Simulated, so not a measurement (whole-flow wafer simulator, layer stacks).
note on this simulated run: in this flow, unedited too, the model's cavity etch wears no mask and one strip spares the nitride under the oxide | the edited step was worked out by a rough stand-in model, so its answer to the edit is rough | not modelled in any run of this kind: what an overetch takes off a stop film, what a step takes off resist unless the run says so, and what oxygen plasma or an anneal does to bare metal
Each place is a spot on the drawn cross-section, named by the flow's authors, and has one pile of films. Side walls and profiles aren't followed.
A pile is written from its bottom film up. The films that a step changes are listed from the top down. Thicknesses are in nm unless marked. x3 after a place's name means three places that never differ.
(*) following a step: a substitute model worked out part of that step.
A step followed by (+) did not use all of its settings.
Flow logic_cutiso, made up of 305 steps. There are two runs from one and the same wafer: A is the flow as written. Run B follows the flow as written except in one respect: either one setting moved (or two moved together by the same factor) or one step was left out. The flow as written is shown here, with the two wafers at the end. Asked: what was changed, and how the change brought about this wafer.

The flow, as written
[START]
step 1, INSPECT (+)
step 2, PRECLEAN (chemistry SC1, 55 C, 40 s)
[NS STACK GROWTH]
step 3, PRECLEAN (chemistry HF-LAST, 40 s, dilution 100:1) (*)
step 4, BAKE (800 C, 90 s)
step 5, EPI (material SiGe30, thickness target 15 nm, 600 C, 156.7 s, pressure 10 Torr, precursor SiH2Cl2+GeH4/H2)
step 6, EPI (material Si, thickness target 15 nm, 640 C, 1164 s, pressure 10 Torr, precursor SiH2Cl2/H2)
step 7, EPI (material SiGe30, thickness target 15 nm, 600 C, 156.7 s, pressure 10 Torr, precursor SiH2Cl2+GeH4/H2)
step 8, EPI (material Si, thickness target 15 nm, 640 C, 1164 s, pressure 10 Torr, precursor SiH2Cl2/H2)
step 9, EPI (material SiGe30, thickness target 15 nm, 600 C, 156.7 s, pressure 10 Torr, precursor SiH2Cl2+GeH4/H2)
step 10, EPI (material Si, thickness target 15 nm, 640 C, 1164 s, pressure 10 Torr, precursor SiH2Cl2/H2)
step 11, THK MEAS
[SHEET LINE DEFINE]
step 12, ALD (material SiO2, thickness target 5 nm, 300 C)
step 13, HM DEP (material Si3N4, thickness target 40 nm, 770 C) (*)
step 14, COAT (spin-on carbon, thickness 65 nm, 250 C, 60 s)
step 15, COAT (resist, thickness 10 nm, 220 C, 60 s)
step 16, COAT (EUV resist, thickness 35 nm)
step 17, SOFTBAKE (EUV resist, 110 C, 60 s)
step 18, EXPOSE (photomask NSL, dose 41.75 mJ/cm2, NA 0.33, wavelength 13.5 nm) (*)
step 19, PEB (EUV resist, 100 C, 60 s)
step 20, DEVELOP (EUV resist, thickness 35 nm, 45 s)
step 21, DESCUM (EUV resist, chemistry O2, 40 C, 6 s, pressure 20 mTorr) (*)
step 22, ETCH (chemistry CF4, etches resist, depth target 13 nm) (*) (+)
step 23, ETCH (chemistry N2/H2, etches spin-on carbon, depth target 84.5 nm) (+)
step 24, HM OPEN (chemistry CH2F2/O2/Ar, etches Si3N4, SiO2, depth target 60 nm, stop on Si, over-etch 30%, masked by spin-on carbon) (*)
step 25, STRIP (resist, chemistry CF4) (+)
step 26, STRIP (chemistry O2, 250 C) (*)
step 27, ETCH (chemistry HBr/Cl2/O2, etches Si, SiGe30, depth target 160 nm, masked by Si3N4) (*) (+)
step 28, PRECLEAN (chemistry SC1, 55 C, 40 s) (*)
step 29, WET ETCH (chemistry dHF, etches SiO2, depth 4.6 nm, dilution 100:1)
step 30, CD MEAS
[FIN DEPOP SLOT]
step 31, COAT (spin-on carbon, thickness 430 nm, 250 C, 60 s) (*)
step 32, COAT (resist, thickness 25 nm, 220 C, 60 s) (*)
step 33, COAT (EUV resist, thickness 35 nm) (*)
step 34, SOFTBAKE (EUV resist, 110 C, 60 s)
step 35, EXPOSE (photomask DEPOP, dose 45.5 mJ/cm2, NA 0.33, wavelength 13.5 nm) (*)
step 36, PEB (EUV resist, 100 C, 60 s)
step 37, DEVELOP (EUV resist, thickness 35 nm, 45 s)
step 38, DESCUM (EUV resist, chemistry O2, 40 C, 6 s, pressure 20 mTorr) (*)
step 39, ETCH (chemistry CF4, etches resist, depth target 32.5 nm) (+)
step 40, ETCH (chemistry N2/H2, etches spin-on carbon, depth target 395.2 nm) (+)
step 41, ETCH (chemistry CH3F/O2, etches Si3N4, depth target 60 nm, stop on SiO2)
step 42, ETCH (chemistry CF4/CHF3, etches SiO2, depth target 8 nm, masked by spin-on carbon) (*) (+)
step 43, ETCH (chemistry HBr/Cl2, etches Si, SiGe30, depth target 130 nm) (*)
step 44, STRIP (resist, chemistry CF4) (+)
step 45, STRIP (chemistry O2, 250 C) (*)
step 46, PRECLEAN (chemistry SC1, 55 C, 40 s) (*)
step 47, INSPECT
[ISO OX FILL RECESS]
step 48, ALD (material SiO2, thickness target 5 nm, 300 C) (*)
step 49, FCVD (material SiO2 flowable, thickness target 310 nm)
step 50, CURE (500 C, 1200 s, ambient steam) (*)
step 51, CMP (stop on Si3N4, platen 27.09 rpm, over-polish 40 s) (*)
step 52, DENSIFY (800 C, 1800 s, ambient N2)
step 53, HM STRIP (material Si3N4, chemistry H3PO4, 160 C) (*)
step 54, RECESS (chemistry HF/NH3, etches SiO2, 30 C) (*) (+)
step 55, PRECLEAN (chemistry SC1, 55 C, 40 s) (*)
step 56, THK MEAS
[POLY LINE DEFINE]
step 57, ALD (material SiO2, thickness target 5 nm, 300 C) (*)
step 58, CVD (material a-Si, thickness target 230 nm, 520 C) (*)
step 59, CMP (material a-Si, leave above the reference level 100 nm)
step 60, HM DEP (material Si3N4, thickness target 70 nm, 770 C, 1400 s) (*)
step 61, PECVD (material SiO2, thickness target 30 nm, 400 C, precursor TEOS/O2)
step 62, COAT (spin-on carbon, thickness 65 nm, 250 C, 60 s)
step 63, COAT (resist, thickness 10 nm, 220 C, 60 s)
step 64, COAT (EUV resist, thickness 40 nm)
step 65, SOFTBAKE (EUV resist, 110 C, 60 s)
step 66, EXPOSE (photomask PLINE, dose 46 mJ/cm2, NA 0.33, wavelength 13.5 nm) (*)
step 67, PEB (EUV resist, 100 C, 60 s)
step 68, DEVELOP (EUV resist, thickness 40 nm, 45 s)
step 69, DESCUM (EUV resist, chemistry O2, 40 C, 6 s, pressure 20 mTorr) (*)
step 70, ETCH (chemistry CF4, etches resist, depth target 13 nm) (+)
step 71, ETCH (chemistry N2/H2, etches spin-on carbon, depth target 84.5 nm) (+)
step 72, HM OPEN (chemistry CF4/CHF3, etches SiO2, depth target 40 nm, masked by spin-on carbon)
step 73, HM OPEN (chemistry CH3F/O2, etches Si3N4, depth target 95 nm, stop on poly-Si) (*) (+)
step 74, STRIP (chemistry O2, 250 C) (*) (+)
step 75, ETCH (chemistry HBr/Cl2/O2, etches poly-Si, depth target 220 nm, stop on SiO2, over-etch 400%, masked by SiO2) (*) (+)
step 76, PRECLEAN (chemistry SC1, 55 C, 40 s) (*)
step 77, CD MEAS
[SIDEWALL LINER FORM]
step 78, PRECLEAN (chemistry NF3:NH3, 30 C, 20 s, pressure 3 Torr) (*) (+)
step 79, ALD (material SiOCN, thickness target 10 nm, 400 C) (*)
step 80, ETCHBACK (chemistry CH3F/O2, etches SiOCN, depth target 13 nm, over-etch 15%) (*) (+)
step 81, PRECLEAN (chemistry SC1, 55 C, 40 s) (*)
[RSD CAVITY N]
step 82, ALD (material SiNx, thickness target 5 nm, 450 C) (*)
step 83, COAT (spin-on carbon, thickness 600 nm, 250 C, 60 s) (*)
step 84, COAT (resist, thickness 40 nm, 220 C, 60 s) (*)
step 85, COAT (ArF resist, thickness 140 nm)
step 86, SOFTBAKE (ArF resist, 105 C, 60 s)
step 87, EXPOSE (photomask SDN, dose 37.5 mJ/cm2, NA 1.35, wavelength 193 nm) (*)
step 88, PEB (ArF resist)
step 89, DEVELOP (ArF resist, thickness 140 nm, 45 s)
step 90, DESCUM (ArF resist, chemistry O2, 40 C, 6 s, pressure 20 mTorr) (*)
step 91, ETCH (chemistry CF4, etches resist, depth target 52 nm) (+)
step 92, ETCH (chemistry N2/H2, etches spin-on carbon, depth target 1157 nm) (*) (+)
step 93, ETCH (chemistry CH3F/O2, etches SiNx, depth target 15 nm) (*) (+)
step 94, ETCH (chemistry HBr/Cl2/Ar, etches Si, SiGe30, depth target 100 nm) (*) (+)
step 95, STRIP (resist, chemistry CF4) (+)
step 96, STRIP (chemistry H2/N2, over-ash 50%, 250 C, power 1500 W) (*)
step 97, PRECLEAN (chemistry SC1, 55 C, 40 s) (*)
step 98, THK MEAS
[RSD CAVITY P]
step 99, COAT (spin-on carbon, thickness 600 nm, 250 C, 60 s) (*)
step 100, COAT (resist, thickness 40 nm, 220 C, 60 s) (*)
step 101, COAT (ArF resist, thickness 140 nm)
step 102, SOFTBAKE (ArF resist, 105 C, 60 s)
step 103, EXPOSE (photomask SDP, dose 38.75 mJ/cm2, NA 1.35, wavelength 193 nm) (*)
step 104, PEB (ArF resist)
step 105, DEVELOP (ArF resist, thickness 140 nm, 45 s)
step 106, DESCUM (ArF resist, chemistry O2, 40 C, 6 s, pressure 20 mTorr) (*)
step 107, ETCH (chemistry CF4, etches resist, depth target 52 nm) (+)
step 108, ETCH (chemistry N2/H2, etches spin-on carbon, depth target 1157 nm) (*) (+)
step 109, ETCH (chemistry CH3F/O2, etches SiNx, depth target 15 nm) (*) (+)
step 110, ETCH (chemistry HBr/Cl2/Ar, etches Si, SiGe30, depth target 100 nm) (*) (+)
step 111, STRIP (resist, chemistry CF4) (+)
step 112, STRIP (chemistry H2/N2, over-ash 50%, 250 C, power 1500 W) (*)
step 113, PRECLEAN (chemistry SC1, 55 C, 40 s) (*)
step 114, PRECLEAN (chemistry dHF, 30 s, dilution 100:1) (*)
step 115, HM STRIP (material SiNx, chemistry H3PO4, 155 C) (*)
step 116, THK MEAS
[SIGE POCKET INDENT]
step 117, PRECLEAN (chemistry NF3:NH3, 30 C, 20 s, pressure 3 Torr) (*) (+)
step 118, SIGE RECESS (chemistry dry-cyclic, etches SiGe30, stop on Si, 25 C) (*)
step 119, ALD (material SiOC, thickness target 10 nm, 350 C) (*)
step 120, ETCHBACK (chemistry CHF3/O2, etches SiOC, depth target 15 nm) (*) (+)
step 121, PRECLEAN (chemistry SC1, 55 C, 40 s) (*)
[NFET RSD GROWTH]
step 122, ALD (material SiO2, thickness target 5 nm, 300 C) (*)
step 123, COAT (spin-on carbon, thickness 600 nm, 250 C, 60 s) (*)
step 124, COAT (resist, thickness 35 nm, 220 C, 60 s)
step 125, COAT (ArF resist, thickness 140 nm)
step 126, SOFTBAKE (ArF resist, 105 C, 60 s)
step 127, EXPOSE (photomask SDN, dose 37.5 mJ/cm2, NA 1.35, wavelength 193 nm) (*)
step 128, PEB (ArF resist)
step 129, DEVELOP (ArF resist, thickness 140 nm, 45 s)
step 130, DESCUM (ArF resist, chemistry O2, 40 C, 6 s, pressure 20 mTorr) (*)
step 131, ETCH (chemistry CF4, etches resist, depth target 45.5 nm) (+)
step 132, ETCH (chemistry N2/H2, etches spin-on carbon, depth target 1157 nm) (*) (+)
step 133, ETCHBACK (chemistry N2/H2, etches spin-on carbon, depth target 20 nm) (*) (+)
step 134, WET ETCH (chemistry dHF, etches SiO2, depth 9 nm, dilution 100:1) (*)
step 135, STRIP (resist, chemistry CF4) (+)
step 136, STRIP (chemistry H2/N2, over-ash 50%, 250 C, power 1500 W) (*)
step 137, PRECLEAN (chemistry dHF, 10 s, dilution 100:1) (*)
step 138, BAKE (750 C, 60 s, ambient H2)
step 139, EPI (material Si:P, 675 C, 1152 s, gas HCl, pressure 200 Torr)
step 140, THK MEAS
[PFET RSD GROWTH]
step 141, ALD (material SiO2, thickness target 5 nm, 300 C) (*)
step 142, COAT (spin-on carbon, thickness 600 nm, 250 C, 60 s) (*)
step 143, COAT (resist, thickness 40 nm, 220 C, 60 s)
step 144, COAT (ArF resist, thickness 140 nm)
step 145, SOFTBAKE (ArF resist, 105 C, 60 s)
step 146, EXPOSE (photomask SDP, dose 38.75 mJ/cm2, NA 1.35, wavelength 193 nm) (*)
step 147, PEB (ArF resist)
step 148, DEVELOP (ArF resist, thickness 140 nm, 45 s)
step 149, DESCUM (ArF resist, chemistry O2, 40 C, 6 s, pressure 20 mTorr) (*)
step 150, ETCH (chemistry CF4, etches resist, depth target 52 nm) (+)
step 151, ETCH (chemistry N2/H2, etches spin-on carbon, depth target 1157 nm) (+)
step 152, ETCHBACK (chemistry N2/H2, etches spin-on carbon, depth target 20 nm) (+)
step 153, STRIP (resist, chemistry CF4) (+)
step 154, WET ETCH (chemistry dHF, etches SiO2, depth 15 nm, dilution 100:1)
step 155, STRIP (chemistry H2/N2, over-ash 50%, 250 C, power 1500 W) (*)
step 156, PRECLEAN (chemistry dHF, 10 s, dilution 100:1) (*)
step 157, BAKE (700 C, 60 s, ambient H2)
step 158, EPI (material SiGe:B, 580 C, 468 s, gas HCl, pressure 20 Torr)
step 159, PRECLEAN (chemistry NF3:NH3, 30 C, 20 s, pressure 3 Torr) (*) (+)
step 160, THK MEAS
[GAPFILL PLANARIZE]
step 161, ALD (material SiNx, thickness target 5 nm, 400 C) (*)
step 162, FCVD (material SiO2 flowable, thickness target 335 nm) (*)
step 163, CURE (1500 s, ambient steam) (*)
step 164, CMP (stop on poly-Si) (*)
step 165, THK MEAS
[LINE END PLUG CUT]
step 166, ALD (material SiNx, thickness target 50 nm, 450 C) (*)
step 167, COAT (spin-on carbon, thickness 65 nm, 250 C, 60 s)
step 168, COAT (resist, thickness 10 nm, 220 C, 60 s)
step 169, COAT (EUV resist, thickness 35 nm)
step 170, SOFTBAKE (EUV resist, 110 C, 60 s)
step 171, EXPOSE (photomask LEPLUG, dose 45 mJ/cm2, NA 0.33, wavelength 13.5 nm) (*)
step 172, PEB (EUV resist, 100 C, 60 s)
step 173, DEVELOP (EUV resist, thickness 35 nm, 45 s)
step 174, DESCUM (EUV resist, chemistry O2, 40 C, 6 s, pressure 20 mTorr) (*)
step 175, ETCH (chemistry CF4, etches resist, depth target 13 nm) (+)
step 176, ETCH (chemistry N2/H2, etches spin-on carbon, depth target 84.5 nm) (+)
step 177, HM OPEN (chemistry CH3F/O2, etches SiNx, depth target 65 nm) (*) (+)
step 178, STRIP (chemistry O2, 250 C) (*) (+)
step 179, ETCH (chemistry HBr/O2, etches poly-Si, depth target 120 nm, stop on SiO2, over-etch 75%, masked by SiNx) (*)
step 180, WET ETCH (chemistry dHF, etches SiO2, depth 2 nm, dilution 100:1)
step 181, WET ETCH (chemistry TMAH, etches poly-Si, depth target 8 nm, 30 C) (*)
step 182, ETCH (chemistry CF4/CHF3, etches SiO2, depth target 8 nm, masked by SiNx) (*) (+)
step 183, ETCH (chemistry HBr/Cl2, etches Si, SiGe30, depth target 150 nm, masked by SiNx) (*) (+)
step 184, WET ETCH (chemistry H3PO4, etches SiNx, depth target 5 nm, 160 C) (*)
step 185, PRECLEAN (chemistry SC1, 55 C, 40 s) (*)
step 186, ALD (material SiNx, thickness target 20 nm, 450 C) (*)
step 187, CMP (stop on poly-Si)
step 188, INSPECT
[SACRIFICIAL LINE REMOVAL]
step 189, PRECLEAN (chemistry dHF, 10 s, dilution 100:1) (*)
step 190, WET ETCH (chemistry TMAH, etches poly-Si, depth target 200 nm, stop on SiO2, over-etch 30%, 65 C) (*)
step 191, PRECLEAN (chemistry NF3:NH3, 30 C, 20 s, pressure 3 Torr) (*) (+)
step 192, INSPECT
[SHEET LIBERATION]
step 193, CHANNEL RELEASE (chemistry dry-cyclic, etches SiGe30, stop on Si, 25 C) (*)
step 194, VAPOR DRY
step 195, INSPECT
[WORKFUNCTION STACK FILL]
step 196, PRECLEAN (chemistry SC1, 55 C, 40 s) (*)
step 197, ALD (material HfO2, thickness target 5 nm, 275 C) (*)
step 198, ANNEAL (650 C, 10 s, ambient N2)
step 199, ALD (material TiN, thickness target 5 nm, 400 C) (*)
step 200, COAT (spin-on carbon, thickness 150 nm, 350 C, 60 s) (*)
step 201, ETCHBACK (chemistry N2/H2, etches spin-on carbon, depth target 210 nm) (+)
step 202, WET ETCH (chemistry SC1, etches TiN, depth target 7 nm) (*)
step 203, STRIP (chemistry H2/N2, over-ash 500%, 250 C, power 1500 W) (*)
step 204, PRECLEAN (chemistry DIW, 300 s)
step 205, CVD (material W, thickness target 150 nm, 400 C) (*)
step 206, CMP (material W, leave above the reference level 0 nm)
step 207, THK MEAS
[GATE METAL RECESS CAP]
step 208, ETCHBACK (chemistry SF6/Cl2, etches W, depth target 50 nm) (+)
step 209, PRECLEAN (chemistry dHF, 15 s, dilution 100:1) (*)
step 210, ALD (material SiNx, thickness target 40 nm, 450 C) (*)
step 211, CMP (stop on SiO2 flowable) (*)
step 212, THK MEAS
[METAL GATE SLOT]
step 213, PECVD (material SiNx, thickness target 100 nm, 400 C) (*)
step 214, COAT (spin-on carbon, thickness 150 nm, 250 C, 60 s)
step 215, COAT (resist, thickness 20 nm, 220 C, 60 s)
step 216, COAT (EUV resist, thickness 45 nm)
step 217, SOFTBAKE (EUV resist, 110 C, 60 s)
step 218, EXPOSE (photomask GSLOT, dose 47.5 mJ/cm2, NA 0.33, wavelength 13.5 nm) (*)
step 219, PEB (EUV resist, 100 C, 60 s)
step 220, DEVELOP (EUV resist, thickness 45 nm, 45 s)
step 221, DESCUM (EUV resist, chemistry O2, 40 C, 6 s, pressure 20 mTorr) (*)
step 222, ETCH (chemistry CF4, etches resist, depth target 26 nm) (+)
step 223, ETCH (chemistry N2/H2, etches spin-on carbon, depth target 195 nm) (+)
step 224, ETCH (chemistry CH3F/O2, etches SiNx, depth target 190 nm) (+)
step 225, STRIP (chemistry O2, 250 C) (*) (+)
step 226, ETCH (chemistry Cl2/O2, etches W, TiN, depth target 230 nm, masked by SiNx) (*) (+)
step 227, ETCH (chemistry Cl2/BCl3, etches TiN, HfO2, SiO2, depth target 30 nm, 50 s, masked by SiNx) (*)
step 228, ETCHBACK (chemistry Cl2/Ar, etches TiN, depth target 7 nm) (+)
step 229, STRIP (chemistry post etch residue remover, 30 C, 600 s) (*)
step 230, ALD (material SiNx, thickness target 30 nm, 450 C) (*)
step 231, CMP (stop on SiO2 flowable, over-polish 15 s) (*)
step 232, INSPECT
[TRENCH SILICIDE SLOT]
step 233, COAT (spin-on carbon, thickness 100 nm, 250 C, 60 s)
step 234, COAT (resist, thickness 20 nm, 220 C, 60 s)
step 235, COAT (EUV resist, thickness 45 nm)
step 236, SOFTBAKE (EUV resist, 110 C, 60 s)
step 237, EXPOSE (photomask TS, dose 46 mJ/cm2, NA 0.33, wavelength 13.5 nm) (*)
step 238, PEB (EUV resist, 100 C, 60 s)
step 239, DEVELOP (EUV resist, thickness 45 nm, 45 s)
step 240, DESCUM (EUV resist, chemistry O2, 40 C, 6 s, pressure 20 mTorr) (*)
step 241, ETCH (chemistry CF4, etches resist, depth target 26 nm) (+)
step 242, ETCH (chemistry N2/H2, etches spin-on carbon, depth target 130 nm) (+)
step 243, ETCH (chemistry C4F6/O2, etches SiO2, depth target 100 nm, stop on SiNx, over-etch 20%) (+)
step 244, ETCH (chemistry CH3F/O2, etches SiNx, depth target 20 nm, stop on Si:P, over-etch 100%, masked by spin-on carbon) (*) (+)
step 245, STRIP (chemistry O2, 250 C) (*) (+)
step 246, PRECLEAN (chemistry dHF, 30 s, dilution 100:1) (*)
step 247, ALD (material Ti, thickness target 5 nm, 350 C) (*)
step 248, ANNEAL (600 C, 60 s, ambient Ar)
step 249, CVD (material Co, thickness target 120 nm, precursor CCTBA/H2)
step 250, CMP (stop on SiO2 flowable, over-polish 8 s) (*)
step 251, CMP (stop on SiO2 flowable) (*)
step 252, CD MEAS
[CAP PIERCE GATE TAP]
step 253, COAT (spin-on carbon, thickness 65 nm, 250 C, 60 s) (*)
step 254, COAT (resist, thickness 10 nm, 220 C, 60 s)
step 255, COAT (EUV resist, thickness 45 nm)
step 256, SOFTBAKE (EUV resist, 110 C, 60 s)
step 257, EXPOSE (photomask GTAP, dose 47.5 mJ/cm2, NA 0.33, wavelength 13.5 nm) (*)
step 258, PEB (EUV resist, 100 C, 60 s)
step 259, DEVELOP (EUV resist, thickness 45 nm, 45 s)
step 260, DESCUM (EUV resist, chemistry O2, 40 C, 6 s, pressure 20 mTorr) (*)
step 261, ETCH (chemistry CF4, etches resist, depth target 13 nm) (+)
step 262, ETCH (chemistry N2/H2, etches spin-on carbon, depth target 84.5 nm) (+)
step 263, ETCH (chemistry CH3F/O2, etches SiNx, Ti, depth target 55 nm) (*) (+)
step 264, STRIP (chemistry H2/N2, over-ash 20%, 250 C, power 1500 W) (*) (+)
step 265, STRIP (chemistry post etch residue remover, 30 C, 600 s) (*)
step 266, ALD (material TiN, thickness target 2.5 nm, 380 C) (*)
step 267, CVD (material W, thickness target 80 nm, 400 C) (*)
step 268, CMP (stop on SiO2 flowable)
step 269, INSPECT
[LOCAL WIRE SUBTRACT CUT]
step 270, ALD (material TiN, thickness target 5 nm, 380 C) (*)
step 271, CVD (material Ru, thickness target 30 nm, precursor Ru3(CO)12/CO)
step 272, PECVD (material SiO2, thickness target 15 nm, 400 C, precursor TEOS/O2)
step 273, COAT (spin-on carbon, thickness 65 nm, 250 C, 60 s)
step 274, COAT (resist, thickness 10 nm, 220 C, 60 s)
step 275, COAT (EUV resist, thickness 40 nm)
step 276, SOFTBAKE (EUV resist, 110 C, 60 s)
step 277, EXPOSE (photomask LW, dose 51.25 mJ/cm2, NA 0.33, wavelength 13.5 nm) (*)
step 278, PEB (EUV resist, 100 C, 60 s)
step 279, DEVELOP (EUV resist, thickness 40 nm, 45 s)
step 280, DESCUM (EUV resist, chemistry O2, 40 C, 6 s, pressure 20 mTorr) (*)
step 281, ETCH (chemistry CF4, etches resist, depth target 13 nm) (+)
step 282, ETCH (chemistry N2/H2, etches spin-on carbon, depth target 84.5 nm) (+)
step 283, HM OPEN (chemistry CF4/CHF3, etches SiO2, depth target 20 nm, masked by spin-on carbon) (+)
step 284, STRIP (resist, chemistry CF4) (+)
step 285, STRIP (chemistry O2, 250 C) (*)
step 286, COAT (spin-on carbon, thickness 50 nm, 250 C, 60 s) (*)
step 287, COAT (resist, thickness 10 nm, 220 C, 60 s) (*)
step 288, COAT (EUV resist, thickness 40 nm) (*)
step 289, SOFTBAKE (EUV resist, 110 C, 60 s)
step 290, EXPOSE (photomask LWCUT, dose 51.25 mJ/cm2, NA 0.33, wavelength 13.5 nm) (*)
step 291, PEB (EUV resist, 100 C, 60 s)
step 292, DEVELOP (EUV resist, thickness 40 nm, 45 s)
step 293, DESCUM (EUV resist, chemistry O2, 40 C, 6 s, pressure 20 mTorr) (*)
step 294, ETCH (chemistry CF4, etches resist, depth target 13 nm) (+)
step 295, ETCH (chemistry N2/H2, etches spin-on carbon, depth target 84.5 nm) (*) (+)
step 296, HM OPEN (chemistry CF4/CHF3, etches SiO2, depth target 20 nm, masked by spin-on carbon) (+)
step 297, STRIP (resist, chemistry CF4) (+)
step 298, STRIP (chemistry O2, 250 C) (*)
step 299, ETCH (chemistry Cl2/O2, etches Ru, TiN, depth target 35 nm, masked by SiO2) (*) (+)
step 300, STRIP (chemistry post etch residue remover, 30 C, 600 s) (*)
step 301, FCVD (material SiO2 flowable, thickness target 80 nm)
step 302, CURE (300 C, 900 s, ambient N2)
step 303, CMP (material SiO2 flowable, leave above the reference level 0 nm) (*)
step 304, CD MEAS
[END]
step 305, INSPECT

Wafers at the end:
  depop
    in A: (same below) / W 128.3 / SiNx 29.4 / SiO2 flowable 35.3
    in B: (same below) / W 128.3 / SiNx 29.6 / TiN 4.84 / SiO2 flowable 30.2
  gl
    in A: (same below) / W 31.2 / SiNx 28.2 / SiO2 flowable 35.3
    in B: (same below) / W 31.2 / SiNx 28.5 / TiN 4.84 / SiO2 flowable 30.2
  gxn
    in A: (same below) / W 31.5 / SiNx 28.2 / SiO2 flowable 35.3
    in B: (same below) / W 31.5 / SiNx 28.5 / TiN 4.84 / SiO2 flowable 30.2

The reason: step 299, ETCH: depth target 29.8 nm was run, while the flow as written has depth target 35 nm.

Step by step, how the change led to this:
  step 299, ETCH (chemistry Cl2/O2, etches Ru, TiN, depth target 35 nm, masked by SiO2) (*) (+)
      depop, dpovl, gfld and 14 more: A -29.6 Ru (all of it), -5 TiN (all of it) | B -29.6 Ru (all of it), -0.16 TiN
      rsdw: A -29.6 Ru (all of it), -5 TiN (all of it) | B -29.6 Ru (all of it), -0.15 TiN
  step 301, FCVD (material SiO2 flowable, thickness target 80 nm)
      iso, rsdx: A +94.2 SiO2 flowable | B +92.9 SiO2 flowable (new film)
      lnrt, rsdn, rsdp, tap: A +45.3 SiO2 flowable (new film) | B +48.7 SiO2 flowable (new film)
  step 303, CMP (material SiO2 flowable, leave above the reference level 0 nm) (*)
      gfld, gl, glp and 10 more: A -59.2 SiO2 flowable | B -62.7 SiO2 flowable
      depop, dpovl, isow, ns, nsgap: A -44.7 SiO2 flowable | B -49.8 SiO2 flowable
      (also at 4 further places)
If metal films that touch count as one body, depop has 2 bodies (between them, from the top down: SiNx 29.6); the flow as written gives 1 body.
If metal films that touch count as one body, gl has 5 bodies (between them, from the top down: SiNx 28.5; HfO2 5 / chemical SiO2 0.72 / Si 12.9 / chemical SiO2 0.8 / HfO2 5; HfO2 5 / chemical SiO2 0.8 / Si 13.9 / chemical SiO2 0.8 / HfO2 5; HfO2 5 / chemical SiO2 0.8 / Si 13.9 / chemical SiO2 0.8 / HfO2 5); the flow as written gives 4 bodies (between them, from the top down: HfO2 5 / chemical SiO2 0.72 / Si 12.9 / chemical SiO2 0.8 / HfO2 5; HfO2 5 / chemical SiO2 0.8 / Si 13.9 / chemical SiO2 0.8 / HfO2 5; HfO2 5 / chemical SiO2 0.8 / Si 13.9 / chemical SiO2 0.8 / HfO2 5).
If metal films that touch count as one body, gxn has 5 bodies (between them, from the top down: SiNx 28.5; HfO2 5 / chemical SiO2 0.72 / Si 12.9 / chemical SiO2 0.8 / HfO2 5; HfO2 5 / chemical SiO2 0.8 / Si 13.9 / chemical SiO2 0.8 / HfO2 5; HfO2 5 / chemical SiO2 0.8 / Si 13.9 / chemical SiO2 0.8 / HfO2 5); the flow as written gives 4 bodies (between them, from the top down: HfO2 5 / chemical SiO2 0.72 / Si 12.9 / chemical SiO2 0.8 / HfO2 5; HfO2 5 / chemical SiO2 0.8 / Si 13.9 / chemical SiO2 0.8 / HfO2 5; HfO2 5 / chemical SiO2 0.8 / Si 13.9 / chemical SiO2 0.8 / HfO2 5).
